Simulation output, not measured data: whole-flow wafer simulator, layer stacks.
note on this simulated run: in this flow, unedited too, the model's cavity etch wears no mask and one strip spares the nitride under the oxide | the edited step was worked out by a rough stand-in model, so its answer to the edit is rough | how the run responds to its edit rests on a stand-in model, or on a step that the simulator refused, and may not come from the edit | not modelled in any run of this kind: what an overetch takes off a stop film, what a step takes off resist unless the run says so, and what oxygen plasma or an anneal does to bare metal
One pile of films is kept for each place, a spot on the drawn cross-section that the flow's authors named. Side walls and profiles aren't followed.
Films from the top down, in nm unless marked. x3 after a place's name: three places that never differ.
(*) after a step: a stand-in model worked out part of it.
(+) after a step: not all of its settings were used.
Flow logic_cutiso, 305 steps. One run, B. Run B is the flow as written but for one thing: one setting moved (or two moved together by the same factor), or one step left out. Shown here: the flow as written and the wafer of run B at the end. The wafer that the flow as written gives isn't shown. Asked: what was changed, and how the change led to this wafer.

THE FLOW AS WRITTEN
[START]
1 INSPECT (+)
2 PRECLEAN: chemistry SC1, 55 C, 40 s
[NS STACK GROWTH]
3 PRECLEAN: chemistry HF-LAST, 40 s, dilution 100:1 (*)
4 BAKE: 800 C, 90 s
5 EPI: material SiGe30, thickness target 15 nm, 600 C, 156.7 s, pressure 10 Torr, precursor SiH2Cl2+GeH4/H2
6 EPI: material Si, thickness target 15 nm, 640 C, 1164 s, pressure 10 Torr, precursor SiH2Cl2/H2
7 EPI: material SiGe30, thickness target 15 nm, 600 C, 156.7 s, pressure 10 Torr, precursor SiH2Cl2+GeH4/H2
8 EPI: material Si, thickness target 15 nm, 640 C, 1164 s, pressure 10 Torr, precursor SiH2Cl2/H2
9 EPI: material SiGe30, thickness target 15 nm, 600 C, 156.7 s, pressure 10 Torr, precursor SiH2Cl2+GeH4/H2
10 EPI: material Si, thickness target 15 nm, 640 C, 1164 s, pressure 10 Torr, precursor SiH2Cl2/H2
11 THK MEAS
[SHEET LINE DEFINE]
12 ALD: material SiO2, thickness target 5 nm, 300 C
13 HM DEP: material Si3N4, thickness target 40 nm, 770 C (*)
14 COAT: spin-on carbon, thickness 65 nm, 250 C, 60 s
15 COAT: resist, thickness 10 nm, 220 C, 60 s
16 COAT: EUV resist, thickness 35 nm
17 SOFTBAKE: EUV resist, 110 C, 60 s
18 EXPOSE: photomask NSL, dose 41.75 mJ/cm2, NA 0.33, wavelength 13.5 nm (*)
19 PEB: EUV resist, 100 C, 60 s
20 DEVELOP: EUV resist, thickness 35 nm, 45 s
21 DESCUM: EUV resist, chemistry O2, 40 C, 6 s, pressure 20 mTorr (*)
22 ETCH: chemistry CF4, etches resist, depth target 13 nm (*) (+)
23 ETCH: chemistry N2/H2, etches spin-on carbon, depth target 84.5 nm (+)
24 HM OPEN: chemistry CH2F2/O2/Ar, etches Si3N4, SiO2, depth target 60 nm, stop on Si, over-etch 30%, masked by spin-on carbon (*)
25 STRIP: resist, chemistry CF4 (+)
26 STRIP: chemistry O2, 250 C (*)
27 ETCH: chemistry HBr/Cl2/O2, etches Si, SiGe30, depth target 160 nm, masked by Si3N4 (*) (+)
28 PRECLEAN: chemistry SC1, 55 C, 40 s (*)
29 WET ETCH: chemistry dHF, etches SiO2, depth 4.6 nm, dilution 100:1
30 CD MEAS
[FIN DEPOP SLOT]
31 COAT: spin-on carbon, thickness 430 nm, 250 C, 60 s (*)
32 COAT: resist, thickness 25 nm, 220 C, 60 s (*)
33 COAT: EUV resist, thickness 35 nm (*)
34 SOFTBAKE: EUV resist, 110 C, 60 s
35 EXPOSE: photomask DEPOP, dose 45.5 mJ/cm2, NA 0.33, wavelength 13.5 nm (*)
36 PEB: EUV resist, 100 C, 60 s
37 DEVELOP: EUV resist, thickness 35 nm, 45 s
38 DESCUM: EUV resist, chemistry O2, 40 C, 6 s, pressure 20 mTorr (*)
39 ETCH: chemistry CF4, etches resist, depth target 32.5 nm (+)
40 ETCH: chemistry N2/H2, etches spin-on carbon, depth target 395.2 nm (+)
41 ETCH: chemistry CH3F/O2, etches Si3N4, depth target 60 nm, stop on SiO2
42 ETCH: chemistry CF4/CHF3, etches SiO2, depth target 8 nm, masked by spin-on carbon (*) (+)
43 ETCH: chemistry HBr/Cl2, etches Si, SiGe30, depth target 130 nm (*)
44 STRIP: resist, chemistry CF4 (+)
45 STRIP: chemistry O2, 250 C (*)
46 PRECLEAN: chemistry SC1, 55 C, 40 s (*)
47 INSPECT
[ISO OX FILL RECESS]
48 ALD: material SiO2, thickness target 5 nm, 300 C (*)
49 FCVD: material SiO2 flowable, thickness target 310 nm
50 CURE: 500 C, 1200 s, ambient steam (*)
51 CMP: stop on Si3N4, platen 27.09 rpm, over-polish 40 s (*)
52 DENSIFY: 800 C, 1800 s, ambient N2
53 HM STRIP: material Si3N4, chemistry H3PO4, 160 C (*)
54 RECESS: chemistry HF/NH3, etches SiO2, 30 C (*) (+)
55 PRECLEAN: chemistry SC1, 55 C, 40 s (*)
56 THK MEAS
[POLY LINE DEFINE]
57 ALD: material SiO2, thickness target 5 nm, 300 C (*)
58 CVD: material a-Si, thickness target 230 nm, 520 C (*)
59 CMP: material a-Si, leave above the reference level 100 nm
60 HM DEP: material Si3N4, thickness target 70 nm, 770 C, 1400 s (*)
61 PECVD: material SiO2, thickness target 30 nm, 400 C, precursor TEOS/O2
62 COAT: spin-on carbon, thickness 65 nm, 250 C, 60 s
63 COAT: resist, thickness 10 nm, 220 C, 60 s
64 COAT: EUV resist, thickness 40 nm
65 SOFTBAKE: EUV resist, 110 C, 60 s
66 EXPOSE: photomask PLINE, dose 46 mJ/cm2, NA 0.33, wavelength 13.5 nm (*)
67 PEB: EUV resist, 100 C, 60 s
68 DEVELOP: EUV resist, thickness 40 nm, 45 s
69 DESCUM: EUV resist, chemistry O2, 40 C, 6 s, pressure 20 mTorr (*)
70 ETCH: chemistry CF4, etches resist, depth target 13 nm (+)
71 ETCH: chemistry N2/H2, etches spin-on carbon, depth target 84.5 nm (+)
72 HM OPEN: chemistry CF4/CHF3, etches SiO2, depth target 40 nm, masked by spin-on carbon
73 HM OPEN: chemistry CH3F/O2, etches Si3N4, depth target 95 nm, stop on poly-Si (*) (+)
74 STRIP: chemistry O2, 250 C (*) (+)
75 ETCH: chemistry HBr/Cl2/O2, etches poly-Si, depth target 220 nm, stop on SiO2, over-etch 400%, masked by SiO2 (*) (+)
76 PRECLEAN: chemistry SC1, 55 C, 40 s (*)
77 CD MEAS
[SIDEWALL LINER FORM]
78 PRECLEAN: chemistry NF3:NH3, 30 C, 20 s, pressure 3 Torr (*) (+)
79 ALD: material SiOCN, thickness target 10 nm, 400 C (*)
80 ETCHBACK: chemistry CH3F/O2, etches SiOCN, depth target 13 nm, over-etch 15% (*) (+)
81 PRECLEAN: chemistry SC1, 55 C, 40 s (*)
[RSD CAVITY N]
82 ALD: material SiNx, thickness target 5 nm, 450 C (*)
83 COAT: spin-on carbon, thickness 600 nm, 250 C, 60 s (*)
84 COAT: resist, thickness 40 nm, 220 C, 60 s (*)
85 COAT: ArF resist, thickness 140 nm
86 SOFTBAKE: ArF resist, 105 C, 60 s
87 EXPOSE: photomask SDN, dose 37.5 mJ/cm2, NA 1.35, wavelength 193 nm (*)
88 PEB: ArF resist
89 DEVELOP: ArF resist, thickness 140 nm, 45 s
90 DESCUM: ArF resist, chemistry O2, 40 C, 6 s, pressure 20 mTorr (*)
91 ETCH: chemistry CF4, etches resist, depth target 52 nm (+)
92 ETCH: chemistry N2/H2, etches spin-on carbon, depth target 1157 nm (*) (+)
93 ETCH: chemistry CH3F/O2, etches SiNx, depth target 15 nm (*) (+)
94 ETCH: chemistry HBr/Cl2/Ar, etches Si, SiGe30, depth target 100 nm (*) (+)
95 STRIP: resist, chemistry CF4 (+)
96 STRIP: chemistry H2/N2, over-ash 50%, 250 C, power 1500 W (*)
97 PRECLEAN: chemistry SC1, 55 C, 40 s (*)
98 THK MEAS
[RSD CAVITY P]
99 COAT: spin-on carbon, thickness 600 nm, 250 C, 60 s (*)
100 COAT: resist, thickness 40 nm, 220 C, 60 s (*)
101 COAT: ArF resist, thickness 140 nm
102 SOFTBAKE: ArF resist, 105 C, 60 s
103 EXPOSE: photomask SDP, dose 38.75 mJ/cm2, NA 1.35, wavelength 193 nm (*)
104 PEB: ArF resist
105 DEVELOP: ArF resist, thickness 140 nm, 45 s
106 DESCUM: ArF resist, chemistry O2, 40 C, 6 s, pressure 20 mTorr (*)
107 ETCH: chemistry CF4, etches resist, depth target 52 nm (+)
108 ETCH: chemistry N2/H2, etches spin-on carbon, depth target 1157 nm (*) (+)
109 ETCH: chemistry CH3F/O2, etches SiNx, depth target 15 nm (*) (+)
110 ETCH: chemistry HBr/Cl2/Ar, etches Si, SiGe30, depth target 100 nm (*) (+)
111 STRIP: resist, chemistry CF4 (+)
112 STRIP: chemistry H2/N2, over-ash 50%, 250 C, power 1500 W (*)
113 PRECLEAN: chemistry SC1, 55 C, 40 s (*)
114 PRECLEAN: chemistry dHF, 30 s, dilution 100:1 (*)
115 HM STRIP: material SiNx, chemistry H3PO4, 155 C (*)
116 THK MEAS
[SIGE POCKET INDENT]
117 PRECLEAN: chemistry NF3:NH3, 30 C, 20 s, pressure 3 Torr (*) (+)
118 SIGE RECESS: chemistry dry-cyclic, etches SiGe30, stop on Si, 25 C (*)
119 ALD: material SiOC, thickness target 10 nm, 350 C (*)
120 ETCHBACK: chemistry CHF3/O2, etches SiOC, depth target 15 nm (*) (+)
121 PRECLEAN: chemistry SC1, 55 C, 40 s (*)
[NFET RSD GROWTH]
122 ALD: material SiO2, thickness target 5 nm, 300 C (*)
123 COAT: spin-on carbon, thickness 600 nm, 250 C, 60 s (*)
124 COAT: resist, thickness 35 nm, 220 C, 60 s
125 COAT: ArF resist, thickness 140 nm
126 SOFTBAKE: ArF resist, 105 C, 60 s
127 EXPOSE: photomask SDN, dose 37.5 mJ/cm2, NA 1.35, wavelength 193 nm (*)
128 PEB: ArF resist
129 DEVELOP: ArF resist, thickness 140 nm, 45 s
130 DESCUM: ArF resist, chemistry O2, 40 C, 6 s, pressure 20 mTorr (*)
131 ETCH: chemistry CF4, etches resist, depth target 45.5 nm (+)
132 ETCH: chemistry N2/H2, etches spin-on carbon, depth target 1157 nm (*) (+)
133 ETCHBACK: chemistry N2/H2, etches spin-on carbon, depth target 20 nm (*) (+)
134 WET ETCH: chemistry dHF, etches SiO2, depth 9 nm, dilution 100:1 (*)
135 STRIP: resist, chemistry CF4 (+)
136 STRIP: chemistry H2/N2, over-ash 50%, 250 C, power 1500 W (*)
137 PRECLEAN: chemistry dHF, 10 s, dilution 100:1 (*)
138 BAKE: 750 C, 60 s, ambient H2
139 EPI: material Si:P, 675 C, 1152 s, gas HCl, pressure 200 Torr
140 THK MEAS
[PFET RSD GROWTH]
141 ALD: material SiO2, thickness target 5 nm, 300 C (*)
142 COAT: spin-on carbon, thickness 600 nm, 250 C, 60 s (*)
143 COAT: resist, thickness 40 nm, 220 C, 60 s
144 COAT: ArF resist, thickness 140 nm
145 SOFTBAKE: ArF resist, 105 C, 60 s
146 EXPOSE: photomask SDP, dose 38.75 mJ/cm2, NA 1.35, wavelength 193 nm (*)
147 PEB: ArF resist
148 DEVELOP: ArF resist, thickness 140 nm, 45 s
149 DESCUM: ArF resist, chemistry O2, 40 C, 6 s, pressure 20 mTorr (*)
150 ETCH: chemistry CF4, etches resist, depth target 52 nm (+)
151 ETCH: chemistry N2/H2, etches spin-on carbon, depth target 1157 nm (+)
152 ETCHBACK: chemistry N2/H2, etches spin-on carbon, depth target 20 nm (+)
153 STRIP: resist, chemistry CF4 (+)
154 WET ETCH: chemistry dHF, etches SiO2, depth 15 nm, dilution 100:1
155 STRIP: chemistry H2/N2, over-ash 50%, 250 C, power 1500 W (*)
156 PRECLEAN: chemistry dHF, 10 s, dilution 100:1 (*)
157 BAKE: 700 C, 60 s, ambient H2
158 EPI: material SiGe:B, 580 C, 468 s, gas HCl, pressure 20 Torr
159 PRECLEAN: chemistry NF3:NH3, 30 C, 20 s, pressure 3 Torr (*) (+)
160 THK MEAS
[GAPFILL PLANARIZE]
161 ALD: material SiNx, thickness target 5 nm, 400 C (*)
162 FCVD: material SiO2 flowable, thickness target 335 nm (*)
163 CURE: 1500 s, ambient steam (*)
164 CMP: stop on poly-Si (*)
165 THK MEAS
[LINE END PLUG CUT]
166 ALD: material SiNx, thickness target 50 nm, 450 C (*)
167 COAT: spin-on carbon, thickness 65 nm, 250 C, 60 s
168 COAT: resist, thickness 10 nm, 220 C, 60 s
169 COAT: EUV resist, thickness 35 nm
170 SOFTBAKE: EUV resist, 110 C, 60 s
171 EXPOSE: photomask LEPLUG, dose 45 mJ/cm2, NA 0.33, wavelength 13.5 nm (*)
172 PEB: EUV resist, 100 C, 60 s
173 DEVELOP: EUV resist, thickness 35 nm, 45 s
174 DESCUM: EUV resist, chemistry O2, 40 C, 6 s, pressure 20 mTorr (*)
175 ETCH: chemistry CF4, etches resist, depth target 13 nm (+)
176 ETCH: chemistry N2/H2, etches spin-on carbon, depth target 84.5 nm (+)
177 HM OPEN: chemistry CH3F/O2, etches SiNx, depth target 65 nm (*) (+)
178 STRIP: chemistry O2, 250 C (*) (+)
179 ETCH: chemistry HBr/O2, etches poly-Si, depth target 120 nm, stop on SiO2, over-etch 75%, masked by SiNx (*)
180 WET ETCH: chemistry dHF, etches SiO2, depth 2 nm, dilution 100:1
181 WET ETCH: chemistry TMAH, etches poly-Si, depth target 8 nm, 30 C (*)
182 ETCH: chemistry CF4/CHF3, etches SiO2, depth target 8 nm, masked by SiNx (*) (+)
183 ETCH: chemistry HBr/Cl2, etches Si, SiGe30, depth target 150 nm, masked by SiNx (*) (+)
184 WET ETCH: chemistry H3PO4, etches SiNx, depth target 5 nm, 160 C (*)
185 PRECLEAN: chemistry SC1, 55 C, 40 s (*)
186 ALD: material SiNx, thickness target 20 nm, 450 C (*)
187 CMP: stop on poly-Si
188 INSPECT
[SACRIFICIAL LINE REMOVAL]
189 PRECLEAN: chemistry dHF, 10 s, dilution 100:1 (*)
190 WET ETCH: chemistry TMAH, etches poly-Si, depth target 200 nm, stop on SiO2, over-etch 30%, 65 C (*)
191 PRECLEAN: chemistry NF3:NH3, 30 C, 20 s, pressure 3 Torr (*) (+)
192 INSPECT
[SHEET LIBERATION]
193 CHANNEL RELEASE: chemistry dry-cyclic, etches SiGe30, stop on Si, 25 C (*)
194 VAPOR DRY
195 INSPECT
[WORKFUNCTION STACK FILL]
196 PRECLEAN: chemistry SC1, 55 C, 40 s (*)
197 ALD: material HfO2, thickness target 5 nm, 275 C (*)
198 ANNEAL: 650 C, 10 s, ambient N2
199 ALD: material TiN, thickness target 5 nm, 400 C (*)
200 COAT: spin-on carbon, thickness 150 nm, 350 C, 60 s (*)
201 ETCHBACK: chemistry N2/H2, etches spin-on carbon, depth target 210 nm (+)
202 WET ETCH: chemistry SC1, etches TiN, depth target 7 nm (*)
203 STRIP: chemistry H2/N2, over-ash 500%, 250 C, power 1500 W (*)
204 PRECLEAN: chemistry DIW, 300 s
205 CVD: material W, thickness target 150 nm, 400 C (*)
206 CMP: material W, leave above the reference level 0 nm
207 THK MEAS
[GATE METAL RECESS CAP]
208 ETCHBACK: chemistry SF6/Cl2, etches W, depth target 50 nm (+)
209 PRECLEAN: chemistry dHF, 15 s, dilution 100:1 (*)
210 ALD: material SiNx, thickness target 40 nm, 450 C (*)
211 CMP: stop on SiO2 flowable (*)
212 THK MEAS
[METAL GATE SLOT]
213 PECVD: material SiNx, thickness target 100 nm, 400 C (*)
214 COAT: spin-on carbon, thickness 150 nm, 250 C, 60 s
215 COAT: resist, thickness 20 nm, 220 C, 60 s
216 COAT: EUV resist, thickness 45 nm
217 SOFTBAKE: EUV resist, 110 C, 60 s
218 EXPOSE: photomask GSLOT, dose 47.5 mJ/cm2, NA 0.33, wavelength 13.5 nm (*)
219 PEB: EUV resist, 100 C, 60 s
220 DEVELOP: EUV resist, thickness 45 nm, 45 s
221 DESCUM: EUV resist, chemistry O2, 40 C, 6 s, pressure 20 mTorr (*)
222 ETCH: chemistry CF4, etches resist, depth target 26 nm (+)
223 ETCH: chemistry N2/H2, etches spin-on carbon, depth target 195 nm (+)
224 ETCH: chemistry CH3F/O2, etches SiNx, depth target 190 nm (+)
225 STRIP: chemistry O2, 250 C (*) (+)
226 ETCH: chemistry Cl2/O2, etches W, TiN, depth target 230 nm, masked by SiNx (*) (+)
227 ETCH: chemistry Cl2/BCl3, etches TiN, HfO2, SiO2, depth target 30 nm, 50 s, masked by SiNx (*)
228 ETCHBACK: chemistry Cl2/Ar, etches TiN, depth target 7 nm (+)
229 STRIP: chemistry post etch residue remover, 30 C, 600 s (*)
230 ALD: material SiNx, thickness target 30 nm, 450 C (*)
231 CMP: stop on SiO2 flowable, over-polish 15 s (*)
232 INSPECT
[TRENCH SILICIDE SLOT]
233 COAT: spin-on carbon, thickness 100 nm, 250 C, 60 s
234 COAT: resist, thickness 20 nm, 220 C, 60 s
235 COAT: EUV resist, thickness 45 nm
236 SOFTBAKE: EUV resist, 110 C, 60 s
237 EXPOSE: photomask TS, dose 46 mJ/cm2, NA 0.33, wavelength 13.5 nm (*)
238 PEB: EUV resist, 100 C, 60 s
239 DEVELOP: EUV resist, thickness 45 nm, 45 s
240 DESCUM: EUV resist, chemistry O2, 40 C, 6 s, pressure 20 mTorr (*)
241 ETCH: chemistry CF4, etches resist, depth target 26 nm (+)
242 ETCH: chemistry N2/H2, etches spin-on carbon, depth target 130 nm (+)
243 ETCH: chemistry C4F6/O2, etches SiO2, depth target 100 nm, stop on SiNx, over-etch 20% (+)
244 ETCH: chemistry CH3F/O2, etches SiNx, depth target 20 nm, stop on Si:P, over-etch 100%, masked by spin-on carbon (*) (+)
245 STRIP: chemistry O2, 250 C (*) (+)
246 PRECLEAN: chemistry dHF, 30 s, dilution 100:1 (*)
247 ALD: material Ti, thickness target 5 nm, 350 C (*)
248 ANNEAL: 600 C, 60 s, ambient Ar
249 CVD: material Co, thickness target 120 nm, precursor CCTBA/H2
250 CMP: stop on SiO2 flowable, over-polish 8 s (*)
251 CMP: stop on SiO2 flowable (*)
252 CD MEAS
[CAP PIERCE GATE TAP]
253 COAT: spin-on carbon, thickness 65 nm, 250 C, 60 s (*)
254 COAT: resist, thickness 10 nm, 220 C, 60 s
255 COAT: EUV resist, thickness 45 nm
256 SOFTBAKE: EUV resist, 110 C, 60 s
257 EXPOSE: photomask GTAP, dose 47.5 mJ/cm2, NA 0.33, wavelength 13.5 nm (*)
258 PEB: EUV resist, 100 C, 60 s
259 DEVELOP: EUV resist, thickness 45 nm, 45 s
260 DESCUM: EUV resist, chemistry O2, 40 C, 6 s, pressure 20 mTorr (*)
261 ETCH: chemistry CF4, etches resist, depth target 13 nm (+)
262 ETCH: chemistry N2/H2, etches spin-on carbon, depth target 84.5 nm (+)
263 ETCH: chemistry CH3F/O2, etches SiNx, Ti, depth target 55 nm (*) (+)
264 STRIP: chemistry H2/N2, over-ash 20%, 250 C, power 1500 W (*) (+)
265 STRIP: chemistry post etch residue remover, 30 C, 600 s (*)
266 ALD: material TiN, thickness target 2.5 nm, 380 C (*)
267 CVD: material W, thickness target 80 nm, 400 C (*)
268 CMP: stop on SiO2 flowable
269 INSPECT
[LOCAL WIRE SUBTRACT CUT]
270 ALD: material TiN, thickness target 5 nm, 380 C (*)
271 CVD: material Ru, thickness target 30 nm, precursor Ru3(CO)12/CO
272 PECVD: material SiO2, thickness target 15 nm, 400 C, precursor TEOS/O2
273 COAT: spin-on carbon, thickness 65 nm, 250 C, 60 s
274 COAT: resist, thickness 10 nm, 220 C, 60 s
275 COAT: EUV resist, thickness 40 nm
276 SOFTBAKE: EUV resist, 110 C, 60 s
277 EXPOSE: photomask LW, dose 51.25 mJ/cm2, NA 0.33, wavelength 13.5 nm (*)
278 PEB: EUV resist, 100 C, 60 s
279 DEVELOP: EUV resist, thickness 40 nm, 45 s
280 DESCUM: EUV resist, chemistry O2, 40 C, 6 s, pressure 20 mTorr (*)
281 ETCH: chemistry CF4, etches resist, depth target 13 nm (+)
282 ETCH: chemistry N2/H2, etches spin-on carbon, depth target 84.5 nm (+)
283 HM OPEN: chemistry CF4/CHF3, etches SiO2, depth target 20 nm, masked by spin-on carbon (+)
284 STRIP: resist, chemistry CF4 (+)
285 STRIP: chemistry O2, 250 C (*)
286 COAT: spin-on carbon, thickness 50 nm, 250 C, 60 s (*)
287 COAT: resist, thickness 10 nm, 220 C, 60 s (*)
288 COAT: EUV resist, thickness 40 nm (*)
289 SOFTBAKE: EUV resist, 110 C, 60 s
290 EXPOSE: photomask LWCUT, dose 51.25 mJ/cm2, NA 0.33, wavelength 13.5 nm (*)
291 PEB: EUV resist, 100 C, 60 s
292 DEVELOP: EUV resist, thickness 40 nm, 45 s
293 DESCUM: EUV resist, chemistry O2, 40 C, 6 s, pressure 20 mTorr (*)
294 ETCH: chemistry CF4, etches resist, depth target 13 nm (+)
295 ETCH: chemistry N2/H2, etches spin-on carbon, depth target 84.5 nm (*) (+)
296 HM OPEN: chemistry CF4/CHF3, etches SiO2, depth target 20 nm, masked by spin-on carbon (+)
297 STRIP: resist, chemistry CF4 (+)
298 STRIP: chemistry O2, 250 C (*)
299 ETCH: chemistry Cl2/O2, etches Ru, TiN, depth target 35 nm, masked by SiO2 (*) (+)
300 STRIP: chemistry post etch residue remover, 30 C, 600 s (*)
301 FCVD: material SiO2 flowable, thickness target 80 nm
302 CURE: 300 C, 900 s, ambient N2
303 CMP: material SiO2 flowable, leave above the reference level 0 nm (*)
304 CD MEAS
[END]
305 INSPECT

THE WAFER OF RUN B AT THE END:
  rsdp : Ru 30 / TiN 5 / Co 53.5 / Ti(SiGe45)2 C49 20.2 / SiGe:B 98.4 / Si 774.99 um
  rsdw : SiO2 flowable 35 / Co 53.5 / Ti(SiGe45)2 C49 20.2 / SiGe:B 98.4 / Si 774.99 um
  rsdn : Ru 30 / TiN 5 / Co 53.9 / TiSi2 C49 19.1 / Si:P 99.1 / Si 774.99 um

The cause: step 247, ALD: thickness target 7.5 nm was run, where the flow has thickness target 5 nm.

How the change led to this, step by step:
  247 ALD: material Ti, thickness target 5 nm, 350 C (*)
      depop, dpovl, gfld and 19 more: Ti +7.5 (new film) (as written it would be: Ti +5 (new film))
  248 ANNEAL: 600 C, 60 s, ambient Ar
      rsdp, rsdw: Ti(SiGe45)2 C49 +20.2 (new film), Ti -7.5 (all of it), SiGe:B -17.9 (as written it would be: Ti(SiGe45) first +8.95 (new film), Ti -5 (all of it), SiGe:B -5.98)
      rsdn: TiSi2 C49 +19.1 (new film), Ti -7.5 (all of it), Si:P -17 (as written it would be: TiSi2 C49 +12.7 (new film), Ti -5 (all of it), Si:P -11.3)
  250 CMP: stop on SiO2 flowable, over-polish 8 s (*)
      iso: Co -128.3 (all of it), Ti -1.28 (as written it would be: Co -127.1)
      rsdx: Co -127.9 (all of it), Ti -2.35 (as written it would be: Co -127.9 (all of it))
      (and at 17 more places)
  251 CMP: stop on SiO2 flowable (*)
      iso: Ti -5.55 (as written it would be: Co -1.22 (all of it), Ti -4.34)
